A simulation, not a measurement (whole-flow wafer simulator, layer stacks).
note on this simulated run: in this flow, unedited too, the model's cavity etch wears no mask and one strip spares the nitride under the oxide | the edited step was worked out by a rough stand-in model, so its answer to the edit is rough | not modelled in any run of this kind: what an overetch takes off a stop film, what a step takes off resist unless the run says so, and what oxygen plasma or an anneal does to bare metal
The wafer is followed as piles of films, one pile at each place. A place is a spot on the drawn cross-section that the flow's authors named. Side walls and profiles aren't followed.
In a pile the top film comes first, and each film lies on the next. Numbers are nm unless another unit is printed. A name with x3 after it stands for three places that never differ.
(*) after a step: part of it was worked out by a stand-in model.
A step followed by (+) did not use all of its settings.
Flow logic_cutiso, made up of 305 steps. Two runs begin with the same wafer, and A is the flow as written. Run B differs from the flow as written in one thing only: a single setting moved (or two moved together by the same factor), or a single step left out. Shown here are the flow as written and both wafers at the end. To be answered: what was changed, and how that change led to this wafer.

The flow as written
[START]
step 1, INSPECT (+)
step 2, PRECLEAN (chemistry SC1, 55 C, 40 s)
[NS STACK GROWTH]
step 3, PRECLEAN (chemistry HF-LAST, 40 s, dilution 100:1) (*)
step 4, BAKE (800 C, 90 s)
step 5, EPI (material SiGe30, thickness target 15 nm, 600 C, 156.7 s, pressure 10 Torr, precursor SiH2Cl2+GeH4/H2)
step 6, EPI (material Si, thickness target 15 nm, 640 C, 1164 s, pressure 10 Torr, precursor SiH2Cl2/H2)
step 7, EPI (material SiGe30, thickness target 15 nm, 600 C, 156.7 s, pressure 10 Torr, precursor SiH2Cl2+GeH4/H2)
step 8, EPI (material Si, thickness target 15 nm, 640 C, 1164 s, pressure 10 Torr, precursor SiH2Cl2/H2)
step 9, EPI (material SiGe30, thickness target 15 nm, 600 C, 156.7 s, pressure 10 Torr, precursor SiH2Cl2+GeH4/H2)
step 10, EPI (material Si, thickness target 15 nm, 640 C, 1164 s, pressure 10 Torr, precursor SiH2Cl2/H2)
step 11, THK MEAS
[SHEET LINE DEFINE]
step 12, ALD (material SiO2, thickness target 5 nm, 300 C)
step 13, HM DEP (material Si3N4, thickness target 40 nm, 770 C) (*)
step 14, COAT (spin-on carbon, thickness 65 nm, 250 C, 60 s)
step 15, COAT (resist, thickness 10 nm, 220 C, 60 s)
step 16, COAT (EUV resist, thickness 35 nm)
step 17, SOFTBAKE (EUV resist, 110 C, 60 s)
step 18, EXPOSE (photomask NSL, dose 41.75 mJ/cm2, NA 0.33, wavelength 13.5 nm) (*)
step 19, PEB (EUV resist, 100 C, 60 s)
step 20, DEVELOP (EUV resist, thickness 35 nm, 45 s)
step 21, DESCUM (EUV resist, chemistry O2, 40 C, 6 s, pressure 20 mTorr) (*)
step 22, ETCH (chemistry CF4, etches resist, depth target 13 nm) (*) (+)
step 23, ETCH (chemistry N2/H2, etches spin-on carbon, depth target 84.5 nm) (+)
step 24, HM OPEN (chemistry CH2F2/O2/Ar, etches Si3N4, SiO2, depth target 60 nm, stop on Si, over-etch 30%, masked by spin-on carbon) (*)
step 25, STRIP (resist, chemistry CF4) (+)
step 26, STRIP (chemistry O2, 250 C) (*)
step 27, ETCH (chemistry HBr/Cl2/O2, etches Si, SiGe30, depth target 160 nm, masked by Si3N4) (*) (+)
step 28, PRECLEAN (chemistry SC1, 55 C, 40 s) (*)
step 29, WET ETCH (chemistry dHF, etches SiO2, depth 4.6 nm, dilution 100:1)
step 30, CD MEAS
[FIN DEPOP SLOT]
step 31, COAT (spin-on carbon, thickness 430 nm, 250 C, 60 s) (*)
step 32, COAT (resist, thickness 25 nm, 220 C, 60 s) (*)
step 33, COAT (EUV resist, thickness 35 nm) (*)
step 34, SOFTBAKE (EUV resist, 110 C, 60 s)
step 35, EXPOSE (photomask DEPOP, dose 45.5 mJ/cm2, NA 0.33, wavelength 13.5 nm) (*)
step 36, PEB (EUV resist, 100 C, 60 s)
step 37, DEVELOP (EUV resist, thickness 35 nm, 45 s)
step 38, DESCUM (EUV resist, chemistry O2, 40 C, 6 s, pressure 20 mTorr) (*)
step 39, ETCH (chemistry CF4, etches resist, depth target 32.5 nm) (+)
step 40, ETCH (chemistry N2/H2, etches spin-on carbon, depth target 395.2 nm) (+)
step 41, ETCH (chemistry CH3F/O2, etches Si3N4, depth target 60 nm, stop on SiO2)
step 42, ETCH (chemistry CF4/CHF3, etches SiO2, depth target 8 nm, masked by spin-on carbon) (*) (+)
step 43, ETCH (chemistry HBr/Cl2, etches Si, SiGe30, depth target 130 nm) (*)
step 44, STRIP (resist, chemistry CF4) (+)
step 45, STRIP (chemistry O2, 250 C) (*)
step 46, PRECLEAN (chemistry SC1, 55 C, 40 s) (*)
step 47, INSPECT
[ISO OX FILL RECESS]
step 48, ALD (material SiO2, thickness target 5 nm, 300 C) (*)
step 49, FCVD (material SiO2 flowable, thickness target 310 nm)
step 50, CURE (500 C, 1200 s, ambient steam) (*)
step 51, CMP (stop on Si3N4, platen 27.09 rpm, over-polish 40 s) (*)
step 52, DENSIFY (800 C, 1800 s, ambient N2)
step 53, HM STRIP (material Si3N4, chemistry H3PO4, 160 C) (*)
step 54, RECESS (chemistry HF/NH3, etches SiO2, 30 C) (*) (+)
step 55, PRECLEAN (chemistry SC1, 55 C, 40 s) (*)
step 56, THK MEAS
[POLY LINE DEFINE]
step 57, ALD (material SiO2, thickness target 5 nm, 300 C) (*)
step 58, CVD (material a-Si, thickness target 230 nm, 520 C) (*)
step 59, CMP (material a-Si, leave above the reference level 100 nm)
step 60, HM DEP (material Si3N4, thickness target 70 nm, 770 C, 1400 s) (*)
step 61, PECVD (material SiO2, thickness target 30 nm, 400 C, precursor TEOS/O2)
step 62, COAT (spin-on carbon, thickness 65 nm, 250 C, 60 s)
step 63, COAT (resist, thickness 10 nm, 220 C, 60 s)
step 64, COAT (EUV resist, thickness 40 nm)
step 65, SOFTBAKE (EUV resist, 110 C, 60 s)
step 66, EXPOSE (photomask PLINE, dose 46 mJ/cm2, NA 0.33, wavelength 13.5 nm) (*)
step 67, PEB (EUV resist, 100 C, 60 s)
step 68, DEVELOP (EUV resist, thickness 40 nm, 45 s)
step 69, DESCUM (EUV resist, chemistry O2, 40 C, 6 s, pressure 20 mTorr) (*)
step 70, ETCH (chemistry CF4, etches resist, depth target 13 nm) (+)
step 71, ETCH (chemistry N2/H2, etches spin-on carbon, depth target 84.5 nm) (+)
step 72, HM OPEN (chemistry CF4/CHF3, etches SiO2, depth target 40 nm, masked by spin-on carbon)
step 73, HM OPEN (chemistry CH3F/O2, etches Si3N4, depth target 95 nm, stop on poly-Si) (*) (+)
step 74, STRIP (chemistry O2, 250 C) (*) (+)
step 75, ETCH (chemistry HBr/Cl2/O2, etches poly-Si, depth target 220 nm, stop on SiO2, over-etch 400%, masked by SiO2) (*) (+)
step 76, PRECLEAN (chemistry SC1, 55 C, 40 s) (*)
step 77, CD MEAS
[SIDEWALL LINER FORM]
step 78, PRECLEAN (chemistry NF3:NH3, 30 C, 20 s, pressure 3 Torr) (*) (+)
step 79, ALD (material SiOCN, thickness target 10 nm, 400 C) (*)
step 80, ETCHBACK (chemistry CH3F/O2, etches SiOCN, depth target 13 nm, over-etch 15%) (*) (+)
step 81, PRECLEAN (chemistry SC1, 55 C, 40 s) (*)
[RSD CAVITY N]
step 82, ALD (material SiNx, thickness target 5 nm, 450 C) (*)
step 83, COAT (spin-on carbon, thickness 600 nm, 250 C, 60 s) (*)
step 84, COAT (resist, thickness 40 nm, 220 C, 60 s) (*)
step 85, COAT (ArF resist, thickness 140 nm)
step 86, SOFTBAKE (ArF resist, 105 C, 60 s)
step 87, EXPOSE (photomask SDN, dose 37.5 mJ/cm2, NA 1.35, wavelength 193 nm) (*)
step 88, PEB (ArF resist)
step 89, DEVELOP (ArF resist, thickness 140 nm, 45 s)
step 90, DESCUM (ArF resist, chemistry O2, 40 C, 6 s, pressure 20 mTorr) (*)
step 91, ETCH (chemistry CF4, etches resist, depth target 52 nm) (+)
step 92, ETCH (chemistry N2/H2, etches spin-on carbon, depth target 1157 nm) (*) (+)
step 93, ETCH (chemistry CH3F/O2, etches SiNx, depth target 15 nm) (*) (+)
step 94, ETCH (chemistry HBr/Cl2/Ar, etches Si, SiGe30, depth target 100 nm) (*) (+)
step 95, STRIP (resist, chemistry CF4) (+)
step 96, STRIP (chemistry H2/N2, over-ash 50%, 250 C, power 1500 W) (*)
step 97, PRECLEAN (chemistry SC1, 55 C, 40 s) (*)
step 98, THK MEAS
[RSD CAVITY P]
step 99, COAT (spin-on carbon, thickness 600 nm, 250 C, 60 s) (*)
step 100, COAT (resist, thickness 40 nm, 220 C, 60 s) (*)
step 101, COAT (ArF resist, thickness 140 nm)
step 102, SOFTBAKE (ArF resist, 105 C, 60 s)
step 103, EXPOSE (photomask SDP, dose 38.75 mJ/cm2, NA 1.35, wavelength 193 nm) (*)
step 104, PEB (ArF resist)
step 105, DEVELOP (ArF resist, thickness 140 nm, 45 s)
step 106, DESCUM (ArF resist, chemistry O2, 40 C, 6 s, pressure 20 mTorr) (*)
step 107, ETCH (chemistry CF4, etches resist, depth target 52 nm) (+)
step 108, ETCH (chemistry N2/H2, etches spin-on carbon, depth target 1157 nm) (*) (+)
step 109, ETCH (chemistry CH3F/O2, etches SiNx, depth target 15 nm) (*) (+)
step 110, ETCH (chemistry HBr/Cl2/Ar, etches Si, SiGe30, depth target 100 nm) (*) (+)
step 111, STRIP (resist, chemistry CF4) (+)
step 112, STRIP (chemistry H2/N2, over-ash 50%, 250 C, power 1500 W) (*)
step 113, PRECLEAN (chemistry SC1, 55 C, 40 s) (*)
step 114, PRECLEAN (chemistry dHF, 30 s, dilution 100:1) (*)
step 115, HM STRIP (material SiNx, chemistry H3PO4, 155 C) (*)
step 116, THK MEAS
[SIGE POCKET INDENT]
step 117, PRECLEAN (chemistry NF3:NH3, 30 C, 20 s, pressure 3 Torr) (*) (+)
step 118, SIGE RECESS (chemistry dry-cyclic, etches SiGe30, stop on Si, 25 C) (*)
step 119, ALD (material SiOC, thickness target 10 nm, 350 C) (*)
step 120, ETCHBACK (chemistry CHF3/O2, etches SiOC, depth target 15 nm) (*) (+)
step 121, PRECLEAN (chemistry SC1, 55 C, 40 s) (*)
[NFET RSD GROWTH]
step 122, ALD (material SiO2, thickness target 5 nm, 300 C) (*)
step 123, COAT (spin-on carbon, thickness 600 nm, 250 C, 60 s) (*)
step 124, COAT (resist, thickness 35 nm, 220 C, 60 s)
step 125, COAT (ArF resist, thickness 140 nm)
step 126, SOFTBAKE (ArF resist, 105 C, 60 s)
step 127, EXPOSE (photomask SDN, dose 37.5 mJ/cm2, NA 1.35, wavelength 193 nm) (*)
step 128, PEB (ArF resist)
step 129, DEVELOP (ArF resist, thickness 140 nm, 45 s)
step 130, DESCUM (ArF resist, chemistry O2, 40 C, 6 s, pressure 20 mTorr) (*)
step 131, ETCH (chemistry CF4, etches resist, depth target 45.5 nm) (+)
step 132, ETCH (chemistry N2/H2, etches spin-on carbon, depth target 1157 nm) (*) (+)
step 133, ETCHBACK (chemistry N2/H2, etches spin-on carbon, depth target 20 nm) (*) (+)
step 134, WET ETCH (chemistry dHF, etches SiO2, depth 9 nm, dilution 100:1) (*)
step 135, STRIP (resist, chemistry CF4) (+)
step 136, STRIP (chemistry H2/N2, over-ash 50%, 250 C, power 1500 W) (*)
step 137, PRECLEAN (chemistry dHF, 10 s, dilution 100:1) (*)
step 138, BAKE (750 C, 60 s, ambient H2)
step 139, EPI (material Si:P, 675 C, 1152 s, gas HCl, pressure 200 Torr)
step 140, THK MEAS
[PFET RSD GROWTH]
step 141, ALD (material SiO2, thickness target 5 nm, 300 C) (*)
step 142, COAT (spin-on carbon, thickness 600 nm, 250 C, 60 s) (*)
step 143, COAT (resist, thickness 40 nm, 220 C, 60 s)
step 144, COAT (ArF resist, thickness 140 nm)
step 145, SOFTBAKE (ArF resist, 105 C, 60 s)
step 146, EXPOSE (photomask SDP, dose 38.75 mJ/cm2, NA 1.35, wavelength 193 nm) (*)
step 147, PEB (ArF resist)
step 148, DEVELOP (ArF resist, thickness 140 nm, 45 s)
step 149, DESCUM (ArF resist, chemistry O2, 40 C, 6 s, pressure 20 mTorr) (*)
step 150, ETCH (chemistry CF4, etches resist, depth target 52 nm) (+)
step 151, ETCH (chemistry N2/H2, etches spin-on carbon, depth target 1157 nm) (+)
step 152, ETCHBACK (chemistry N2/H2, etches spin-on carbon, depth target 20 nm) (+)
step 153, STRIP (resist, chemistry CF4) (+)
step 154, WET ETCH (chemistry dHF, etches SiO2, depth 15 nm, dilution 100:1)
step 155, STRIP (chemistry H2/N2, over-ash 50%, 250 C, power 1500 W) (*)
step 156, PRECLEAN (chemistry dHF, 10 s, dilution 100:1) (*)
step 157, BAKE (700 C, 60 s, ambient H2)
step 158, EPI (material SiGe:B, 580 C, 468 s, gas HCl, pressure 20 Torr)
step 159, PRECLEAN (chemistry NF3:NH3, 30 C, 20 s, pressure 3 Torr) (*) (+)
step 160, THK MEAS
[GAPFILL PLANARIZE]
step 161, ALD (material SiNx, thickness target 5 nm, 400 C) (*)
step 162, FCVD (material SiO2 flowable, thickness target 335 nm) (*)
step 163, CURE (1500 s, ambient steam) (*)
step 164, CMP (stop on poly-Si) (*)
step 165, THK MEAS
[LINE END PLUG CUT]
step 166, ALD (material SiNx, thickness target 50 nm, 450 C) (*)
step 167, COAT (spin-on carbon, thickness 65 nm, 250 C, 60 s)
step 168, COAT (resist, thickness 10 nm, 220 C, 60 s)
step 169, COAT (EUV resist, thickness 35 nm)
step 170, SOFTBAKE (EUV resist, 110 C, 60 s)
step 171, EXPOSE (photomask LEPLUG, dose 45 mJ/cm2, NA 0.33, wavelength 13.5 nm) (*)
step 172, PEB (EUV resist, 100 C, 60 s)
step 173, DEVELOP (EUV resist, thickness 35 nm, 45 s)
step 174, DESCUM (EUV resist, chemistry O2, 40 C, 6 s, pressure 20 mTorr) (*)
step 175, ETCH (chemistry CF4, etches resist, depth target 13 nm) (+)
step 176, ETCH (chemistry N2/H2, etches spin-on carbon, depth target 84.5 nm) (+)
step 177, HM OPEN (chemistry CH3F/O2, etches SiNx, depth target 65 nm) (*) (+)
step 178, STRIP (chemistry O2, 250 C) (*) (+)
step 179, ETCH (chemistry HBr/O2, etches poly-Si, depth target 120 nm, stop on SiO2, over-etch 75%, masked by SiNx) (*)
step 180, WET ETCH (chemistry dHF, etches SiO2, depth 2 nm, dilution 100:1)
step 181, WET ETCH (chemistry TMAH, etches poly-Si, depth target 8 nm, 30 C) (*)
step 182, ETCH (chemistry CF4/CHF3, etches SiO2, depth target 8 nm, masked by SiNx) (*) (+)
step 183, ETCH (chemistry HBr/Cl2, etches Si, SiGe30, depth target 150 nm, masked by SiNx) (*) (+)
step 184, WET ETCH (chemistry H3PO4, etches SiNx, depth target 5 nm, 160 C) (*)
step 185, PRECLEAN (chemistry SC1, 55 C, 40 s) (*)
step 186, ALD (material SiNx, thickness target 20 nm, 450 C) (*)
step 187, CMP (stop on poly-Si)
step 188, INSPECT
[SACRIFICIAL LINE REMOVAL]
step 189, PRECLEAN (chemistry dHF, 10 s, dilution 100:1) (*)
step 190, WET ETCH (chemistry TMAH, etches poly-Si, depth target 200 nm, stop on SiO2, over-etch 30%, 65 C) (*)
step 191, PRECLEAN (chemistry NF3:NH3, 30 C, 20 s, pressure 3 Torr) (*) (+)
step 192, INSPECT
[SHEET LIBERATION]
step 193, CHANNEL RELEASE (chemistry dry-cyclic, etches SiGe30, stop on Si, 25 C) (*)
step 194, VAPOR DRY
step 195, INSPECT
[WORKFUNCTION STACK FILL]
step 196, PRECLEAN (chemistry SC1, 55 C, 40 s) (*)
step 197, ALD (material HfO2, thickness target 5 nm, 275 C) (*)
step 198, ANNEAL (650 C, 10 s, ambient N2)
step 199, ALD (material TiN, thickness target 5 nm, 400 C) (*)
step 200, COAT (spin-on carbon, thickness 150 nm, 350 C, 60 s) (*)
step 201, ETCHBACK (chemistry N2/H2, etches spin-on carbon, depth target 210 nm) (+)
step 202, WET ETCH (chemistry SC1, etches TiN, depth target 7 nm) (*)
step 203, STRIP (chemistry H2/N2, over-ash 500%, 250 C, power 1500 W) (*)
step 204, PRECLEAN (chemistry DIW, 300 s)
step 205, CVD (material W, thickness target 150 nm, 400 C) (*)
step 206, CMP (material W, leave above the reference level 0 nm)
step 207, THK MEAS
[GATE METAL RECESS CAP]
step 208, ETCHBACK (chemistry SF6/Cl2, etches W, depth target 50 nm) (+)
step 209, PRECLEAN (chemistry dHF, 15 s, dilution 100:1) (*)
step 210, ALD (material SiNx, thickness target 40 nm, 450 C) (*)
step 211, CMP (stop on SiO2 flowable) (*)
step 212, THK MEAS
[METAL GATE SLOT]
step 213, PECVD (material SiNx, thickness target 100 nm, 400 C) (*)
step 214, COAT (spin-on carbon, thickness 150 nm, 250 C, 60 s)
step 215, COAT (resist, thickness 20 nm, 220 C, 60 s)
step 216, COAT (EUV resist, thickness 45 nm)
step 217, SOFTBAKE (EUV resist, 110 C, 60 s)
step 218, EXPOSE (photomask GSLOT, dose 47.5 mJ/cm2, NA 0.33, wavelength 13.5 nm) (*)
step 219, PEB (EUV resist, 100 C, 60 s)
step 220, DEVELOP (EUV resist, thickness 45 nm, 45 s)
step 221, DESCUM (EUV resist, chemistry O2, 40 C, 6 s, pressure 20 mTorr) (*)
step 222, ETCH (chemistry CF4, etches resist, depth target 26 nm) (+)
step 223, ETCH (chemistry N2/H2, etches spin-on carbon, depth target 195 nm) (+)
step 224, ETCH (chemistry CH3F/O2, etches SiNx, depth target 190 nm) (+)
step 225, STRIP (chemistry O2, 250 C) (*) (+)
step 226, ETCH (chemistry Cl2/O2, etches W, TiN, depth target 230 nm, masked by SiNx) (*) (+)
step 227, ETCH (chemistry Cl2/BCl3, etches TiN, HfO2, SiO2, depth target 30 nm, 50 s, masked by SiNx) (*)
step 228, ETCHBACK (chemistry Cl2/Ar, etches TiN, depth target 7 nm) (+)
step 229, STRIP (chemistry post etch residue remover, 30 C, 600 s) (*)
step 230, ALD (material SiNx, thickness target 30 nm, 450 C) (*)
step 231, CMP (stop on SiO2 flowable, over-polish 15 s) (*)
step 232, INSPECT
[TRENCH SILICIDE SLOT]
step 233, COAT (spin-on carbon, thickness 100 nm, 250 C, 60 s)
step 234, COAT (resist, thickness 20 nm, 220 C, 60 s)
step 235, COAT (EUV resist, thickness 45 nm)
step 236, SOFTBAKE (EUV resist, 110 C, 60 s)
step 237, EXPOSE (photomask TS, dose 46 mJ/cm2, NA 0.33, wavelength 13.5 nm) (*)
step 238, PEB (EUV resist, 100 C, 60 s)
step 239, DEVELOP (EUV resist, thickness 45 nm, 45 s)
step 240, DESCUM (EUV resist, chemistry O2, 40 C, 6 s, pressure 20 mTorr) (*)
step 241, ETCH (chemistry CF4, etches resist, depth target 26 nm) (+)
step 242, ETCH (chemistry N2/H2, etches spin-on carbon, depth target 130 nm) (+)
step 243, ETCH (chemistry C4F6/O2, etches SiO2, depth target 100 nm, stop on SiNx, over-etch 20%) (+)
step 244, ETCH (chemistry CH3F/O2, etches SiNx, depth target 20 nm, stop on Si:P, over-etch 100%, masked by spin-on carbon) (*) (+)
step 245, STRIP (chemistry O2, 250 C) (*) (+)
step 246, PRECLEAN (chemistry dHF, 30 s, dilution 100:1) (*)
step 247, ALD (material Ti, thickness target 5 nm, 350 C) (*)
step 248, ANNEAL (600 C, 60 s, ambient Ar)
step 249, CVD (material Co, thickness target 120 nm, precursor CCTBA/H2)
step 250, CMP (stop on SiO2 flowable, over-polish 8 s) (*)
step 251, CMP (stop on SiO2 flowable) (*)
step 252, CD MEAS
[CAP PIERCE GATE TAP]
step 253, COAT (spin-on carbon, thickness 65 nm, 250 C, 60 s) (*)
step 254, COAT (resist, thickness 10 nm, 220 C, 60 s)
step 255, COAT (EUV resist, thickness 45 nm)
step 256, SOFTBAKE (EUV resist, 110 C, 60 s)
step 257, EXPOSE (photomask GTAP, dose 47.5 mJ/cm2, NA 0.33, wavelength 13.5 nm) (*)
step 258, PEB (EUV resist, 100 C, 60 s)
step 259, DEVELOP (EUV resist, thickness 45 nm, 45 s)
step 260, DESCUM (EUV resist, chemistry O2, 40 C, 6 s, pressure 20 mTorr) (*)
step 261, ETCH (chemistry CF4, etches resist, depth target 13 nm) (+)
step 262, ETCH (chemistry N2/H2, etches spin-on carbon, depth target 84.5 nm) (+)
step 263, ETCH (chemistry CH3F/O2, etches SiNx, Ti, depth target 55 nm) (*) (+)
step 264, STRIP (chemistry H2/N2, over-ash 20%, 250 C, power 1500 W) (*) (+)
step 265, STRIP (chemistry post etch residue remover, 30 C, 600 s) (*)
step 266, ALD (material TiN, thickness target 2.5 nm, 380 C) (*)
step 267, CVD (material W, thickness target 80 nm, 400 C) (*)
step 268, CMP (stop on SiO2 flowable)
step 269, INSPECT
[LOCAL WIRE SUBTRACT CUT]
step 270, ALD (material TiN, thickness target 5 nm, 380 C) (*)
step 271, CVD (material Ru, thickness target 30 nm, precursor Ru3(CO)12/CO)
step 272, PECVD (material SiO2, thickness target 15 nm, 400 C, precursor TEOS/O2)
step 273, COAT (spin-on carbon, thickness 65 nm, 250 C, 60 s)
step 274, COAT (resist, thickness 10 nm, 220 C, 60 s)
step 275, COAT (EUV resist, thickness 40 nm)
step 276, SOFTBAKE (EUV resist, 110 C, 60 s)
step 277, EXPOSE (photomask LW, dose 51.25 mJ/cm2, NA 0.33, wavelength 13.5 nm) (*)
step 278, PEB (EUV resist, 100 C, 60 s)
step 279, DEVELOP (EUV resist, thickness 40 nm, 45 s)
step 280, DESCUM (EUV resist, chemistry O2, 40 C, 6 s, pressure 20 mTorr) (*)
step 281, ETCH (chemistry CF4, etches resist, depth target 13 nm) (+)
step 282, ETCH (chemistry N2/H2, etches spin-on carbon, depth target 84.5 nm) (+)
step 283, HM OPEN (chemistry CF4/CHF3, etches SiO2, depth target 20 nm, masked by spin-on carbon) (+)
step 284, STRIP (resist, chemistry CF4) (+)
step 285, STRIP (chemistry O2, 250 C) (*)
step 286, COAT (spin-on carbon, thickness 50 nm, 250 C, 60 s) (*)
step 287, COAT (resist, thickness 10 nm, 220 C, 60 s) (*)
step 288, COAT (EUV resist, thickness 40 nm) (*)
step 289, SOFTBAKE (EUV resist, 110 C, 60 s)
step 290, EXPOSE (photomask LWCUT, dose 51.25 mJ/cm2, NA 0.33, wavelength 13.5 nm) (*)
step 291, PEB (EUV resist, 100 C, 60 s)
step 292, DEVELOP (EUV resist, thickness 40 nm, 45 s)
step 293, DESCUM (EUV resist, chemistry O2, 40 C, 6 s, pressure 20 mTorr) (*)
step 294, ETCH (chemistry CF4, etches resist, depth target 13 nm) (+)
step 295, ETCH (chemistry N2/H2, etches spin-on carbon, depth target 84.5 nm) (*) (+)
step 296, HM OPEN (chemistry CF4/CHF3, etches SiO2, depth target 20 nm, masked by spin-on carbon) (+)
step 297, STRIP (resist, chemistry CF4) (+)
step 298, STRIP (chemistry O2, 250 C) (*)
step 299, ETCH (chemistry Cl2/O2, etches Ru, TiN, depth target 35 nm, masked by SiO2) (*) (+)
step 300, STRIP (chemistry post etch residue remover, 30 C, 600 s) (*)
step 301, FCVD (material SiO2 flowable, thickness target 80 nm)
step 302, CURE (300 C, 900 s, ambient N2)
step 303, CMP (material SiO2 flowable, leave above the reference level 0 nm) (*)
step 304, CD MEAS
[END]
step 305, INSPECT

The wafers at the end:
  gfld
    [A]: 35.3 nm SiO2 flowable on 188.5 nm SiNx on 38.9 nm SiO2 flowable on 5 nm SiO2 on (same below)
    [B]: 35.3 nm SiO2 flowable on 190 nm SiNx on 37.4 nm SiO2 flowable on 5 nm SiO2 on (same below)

Cause: step 227, ETCH: depth target 31.5 nm was run, though the flow has depth target 30 nm; step 227, ETCH: 52.5 s was run, where the flow has 50 s.

Step by step, how the change led to this:
  step 227, ETCH (chemistry Cl2/BCl3, etches TiN, HfO2, SiO2, depth target 30 nm, 50 s, masked by SiNx) (*)
      depop, dpovl, gl and 18 more: A SiNx loses 37.4 | B SiNx loses 39.3
      gfld: A HfO2 loses 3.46 (all of it), SiO2 flowable loses 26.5 | B HfO2 loses 3.46 (all of it), SiO2 flowable loses 28
  step 231, CMP (stop on SiO2 flowable, over-polish 15 s) (*)
      depop, dpovl, gl and 8 more: A SiNx loses 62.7 | B SiNx loses 60.8
      lnr, lnri, lnrp, lnrt: A SiNx loses 61 (all of it), SiOCN loses 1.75 | B SiNx loses 59.1 (all of it), SiOCN loses 1.75
      (as well as at 7 more places)
